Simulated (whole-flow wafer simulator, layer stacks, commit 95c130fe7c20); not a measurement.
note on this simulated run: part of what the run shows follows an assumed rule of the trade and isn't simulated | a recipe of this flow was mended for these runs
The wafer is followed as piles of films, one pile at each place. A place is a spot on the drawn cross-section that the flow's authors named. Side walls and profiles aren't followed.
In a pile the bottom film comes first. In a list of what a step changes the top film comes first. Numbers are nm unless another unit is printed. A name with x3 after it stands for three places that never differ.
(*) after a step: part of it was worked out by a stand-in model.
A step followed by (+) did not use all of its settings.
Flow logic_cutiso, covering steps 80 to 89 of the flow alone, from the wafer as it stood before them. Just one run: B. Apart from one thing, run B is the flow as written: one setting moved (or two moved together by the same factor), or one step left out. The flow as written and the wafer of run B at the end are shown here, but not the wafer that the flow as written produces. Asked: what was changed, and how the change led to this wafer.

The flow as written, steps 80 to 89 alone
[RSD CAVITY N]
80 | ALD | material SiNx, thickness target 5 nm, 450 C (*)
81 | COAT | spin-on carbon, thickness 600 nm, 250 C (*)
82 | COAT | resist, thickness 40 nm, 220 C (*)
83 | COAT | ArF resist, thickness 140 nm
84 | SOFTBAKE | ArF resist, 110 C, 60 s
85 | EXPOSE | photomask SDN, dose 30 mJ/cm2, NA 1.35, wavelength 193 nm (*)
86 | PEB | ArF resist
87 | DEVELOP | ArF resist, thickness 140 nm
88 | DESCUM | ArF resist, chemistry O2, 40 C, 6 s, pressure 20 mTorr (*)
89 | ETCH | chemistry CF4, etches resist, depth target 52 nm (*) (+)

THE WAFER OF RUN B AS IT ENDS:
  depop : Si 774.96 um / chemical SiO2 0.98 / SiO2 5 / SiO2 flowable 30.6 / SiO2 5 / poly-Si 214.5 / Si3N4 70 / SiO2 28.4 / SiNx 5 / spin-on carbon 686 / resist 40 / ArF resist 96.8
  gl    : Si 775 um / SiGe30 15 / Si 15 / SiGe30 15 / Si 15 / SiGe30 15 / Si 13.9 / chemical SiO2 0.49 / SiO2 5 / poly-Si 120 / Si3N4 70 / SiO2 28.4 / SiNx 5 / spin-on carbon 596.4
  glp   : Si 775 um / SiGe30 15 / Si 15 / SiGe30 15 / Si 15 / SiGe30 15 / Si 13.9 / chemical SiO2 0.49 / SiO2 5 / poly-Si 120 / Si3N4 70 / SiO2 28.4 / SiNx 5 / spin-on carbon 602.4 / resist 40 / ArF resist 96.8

Cause: step 81, COAT: thickness 686 nm was run, though the flow has thickness 600 nm.
The wafer itself shows it: depop has spin-on carbon 686, and step 81 as written asks for 600 nm.

Step by step, how the change led to this:
  81 | COAT | spin-on carbon, thickness 600 nm, 250 C (*)
      depop, dpovl x3, ns: spin-on carbon gains 686 (new film) (in the flow as written it would be: spin-on carbon gains 600 (new film))
      gfld, gxf, gxn, gxp: spin-on carbon gains 602.3 (new film) (in the flow as written it would be: spin-on carbon gains 516.3 (new film))
      (as well as at 13 more places)
